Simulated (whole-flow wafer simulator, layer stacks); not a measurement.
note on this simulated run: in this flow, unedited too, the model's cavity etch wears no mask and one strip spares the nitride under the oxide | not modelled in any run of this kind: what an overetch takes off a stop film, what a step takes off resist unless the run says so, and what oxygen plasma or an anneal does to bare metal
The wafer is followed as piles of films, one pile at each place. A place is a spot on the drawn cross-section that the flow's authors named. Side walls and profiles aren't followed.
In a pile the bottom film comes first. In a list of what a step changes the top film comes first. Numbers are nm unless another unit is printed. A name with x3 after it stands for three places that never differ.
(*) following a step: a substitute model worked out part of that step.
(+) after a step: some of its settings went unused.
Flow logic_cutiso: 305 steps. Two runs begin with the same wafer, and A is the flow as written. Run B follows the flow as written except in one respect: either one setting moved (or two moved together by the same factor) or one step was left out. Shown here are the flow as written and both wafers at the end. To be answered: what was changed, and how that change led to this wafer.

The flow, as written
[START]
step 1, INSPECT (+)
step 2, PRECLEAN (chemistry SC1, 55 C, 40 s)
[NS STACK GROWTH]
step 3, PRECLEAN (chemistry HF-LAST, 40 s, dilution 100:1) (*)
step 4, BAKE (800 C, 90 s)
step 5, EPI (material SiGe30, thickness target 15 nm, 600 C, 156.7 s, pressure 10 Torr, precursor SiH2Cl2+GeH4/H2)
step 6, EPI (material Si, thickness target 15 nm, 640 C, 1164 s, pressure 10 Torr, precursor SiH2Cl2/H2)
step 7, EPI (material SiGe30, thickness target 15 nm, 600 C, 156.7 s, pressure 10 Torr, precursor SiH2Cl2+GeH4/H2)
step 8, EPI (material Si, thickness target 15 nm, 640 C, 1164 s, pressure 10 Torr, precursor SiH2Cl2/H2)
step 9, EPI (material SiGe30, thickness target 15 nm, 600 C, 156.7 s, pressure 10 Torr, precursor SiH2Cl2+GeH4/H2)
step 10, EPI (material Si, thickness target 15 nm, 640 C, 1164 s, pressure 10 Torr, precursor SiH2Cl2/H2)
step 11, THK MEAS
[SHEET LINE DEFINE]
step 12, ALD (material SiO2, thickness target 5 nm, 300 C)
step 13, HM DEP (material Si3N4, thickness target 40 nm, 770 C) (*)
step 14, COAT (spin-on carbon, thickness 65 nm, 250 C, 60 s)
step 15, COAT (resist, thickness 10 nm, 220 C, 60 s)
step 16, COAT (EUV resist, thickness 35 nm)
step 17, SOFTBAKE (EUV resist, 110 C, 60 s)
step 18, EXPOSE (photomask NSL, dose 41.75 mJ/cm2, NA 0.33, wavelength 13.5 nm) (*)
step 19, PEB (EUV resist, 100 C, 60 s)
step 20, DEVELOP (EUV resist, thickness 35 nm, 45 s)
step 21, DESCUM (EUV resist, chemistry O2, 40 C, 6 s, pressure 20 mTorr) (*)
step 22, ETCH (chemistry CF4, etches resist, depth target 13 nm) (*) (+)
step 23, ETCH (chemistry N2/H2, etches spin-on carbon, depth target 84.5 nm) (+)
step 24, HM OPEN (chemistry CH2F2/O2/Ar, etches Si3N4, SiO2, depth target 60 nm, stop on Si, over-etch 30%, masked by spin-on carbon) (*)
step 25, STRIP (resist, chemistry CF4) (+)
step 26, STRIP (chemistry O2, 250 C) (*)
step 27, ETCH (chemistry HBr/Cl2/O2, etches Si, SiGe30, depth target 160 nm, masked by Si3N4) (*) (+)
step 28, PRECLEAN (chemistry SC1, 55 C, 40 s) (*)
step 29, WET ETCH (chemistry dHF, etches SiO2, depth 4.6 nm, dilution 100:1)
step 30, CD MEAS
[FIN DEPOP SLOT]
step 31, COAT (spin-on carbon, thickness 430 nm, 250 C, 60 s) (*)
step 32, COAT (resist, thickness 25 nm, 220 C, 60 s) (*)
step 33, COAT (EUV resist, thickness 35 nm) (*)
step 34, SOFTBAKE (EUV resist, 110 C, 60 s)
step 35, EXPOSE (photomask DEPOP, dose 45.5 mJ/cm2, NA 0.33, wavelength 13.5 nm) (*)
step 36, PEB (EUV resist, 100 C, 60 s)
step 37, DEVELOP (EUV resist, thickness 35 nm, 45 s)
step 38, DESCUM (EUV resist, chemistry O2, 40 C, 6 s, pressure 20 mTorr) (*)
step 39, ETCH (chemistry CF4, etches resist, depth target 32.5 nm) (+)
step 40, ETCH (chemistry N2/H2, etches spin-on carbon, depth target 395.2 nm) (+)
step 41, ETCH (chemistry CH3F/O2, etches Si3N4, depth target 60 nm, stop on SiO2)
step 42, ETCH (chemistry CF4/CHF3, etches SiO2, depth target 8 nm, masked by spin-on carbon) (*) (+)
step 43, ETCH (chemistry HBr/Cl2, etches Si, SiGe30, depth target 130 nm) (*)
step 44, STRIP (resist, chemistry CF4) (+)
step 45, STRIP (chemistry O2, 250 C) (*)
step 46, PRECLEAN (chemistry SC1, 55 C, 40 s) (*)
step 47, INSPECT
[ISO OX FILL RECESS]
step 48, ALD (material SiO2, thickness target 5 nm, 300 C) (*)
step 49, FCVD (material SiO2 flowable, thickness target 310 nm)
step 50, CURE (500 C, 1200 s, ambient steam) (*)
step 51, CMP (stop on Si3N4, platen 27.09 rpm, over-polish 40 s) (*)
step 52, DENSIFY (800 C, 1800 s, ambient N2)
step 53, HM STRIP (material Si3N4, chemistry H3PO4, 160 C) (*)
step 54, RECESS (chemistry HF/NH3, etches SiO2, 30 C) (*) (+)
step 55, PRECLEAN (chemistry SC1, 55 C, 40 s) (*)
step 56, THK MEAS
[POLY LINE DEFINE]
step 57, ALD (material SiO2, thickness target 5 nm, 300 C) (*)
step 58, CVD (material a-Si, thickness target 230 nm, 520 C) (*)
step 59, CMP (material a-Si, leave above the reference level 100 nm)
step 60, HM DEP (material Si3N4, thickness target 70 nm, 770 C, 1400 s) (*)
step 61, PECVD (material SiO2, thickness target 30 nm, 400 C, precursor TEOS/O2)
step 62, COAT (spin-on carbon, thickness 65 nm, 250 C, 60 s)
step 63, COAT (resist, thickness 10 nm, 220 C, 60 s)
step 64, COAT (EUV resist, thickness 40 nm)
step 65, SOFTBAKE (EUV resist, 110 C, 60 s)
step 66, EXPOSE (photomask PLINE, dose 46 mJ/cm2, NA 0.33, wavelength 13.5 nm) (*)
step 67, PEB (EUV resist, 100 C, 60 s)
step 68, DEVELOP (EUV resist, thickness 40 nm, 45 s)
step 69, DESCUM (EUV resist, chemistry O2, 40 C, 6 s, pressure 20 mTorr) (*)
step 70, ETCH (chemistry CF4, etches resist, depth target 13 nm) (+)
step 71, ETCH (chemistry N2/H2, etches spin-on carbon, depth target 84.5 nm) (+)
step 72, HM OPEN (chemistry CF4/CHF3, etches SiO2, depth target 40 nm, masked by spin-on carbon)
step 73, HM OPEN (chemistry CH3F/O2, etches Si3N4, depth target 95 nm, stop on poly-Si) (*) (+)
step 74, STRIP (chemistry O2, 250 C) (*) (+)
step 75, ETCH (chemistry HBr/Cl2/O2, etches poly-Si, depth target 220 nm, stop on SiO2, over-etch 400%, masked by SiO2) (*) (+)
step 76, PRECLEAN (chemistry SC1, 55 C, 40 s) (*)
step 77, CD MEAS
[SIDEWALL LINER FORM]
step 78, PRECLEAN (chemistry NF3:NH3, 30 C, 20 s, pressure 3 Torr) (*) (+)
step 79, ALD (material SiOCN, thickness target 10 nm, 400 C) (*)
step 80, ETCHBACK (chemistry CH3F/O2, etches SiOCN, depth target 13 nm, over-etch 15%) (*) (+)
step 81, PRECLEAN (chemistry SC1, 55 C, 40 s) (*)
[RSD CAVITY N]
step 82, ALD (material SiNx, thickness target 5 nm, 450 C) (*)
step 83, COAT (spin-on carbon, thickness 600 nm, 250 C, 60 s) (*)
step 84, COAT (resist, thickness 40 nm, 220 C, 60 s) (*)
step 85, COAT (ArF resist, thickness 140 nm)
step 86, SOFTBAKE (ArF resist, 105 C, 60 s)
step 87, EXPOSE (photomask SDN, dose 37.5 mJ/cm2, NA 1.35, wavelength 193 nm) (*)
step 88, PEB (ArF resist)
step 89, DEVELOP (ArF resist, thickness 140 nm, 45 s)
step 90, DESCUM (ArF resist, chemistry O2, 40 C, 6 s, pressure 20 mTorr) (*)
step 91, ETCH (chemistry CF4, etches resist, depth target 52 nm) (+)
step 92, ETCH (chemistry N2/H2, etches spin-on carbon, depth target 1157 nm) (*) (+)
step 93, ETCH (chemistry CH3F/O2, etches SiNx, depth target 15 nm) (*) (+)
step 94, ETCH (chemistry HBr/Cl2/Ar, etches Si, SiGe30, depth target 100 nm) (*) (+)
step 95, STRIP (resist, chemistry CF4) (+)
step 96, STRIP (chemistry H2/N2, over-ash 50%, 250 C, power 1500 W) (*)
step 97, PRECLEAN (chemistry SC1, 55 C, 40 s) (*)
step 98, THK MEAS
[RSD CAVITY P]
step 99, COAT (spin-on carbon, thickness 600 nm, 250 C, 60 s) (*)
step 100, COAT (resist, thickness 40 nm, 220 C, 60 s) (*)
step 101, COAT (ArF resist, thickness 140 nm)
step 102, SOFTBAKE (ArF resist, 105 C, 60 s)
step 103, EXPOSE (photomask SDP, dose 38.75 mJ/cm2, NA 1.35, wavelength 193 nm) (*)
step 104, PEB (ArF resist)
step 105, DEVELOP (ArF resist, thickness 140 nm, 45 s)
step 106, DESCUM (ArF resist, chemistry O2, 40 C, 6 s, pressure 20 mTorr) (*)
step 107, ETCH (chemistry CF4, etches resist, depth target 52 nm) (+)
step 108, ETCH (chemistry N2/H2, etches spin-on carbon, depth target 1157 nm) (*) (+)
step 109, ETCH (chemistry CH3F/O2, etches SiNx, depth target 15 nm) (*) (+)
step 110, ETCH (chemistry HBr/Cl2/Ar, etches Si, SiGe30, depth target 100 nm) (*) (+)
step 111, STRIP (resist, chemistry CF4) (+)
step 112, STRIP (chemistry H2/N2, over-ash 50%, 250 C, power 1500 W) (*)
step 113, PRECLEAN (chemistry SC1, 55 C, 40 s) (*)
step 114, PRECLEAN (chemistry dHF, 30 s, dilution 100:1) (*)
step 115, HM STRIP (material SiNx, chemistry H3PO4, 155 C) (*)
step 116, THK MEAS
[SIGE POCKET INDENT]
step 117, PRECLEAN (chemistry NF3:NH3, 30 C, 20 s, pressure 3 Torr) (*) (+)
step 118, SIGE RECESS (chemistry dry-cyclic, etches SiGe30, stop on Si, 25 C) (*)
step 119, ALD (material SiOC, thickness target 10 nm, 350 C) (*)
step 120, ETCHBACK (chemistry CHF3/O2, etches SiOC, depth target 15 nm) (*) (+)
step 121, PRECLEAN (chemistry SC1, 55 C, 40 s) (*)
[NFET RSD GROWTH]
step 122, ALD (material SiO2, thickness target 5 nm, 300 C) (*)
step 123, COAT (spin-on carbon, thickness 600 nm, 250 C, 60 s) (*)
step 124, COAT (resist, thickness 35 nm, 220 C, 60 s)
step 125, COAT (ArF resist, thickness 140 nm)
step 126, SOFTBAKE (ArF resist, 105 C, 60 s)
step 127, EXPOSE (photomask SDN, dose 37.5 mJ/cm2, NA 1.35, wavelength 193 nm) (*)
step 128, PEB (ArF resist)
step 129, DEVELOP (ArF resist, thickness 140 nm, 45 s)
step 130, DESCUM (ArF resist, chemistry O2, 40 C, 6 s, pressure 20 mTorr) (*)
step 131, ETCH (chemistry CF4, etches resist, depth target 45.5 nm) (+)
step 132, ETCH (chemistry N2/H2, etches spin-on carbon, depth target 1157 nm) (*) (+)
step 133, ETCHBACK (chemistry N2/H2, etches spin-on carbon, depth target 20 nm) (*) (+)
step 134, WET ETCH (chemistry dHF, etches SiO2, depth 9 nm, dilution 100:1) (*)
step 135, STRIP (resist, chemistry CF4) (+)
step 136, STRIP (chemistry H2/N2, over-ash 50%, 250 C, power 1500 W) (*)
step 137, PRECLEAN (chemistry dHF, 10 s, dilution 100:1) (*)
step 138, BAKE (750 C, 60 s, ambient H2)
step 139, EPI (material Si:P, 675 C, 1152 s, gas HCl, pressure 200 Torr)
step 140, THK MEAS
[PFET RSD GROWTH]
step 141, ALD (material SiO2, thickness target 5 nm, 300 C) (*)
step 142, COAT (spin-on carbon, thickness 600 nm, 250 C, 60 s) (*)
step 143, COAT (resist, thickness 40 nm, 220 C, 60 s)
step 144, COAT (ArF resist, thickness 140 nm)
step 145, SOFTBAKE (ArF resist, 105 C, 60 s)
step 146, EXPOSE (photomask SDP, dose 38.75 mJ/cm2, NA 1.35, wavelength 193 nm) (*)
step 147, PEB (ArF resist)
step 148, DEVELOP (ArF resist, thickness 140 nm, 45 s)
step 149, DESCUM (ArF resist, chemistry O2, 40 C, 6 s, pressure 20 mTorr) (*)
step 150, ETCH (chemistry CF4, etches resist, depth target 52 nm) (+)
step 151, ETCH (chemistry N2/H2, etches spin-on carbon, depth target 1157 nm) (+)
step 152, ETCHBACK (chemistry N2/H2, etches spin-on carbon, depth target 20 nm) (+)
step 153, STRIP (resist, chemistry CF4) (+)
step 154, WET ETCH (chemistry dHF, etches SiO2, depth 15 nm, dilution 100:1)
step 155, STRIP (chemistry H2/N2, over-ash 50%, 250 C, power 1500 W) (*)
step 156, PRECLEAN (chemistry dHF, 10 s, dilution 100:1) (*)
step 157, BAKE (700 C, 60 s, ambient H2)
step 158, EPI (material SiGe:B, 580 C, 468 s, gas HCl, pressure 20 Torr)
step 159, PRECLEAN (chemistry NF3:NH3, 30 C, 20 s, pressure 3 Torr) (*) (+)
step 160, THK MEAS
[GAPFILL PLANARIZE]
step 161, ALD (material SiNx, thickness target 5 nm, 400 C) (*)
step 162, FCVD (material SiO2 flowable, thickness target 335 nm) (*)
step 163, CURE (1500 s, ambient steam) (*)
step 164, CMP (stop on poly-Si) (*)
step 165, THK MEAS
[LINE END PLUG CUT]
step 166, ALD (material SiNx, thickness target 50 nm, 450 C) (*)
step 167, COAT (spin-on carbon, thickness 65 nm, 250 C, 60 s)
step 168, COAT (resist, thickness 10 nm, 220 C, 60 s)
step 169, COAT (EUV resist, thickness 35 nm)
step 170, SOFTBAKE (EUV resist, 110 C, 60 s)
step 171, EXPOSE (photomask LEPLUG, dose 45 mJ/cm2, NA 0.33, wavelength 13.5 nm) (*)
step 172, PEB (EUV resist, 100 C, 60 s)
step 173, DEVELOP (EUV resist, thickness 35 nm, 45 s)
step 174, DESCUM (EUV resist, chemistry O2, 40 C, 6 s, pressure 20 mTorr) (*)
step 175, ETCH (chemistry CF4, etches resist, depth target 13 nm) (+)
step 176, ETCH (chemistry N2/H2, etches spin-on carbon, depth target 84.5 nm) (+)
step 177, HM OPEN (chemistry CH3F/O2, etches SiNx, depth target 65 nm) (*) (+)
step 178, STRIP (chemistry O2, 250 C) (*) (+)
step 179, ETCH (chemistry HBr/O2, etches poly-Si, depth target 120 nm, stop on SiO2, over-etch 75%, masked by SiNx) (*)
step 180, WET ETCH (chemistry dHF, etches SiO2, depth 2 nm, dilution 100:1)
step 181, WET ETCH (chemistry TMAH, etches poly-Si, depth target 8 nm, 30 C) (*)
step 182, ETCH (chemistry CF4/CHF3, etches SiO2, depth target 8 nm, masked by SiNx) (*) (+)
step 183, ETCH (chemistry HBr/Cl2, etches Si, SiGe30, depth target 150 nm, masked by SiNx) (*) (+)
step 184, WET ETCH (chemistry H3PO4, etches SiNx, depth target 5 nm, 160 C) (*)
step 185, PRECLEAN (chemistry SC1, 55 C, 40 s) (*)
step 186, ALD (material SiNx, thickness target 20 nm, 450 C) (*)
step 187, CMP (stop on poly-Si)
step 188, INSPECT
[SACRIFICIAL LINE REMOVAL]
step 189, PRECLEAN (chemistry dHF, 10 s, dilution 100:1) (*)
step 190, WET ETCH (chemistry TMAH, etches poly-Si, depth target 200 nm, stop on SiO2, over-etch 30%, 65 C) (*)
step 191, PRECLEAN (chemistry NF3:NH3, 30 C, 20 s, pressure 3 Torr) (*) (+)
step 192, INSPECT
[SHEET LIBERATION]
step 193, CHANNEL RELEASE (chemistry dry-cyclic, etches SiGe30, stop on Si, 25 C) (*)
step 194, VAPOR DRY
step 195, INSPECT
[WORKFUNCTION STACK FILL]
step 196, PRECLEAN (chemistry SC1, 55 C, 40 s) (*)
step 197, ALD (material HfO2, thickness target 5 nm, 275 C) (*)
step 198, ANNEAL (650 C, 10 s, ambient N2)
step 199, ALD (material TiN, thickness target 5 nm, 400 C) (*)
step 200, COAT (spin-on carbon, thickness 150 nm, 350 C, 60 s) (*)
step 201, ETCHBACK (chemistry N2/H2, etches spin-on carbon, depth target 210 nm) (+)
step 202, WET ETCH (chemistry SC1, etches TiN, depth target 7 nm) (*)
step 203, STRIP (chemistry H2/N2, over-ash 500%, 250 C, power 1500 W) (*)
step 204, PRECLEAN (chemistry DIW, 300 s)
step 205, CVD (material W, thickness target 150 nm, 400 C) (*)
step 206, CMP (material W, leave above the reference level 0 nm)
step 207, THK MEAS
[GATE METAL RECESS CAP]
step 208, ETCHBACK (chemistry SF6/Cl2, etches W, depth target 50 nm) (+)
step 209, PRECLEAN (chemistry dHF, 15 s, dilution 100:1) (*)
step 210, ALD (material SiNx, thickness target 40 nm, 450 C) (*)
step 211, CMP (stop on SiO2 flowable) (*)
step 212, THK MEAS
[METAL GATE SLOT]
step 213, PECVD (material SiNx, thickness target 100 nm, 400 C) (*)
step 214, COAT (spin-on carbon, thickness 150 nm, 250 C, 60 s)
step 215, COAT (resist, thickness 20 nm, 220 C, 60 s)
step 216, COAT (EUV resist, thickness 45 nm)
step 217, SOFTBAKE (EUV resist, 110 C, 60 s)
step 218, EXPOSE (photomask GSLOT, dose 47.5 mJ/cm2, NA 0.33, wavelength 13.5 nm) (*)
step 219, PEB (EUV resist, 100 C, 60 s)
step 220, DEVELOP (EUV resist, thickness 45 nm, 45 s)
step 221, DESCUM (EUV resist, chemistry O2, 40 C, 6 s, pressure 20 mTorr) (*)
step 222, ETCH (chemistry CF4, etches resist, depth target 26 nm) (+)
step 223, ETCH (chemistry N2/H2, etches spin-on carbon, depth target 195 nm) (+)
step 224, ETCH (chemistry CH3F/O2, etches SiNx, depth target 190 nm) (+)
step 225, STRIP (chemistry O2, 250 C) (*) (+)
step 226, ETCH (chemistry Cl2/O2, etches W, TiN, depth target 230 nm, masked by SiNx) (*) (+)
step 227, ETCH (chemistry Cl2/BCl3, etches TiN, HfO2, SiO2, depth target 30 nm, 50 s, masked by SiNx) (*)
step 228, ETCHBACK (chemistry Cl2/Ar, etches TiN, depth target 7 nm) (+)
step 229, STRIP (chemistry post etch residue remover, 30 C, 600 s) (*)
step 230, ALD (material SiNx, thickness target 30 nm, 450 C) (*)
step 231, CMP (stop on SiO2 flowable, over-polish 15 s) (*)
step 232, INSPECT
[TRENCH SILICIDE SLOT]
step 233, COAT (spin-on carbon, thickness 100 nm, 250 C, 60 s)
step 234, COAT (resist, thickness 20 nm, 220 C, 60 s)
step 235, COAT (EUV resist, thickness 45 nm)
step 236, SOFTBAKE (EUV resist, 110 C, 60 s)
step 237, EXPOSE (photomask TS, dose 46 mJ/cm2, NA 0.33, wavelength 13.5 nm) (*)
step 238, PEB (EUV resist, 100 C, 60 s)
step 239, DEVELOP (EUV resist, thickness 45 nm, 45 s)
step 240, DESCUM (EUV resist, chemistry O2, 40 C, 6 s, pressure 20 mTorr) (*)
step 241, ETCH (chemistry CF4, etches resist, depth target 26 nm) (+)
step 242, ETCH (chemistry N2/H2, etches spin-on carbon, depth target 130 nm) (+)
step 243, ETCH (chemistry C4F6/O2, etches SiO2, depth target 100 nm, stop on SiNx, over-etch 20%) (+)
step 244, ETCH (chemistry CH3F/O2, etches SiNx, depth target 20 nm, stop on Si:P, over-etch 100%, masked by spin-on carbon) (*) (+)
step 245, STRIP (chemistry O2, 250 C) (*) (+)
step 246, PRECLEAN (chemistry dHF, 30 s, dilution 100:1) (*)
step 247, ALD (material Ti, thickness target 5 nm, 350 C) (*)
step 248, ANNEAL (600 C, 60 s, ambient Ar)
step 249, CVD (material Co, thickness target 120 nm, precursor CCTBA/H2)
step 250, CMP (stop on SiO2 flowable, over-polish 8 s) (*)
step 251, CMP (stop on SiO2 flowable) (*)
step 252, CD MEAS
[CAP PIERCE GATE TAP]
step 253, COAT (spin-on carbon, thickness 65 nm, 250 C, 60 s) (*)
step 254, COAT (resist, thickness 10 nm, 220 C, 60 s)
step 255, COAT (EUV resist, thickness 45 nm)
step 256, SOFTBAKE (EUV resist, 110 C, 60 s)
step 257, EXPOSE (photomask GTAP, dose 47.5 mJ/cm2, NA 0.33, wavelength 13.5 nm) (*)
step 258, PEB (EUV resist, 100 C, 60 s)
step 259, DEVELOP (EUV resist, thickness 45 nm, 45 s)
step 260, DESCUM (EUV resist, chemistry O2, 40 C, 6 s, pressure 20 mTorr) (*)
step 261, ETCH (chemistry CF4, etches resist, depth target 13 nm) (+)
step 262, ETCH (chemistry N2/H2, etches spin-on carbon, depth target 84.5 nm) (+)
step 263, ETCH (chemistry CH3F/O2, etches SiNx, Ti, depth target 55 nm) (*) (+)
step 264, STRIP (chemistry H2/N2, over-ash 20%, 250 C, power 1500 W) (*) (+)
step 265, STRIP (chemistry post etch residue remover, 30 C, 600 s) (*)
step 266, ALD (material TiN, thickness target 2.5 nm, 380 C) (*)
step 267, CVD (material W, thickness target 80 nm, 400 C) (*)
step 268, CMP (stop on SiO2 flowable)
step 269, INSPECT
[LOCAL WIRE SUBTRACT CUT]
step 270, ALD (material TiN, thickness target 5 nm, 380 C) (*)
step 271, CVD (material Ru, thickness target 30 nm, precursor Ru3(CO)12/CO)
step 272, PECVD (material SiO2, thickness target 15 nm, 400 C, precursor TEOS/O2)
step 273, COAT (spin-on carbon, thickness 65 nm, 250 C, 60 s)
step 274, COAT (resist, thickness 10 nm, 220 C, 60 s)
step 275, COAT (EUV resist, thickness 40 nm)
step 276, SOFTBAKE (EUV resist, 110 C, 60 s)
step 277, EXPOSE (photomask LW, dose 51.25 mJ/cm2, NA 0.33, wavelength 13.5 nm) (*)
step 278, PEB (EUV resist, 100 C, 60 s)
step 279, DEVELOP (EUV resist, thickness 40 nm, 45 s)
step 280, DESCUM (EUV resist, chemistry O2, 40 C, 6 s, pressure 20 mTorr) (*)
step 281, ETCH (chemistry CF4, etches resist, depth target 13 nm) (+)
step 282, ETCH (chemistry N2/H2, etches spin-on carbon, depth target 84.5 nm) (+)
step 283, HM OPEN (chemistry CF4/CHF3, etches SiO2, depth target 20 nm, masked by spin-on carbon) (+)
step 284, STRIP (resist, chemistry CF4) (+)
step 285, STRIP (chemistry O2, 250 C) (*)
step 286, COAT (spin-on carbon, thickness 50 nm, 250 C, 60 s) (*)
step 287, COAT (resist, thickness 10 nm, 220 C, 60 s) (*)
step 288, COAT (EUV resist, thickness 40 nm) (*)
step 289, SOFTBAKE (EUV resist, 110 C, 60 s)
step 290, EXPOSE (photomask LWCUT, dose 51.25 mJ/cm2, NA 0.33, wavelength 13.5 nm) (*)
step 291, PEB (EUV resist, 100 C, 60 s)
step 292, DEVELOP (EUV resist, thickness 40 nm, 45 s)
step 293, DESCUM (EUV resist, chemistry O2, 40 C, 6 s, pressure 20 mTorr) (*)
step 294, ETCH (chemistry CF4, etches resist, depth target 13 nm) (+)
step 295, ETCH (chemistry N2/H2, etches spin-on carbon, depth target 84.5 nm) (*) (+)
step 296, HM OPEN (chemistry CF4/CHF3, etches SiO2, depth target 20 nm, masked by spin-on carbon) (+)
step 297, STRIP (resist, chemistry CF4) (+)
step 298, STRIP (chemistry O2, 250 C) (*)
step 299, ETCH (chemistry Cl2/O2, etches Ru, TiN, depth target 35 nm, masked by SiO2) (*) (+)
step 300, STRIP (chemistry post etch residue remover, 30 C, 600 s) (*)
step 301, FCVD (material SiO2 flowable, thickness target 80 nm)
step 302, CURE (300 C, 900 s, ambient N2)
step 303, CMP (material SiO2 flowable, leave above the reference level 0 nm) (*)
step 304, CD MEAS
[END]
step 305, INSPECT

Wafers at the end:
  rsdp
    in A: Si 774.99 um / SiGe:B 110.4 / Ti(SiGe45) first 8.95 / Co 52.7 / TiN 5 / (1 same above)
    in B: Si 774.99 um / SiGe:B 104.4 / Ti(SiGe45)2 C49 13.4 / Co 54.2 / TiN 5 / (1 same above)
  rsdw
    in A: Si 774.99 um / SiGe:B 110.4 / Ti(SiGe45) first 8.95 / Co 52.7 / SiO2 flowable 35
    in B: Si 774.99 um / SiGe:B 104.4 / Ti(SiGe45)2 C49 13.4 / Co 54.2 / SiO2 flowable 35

What caused this: step 248, ANNEAL: 690 C was run, though the flow has 600 C.

How this came from the change, step by step:
  step 248, ANNEAL (600 C, 60 s, ambient Ar)
      rsdp, rsdw: A +8.95 Ti(SiGe45) first (new film), -5 Ti (all of it), -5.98 SiGe:B | B +13.4 Ti(SiGe45)2 C49 (new film), -5 Ti (all of it), -12 SiGe:B
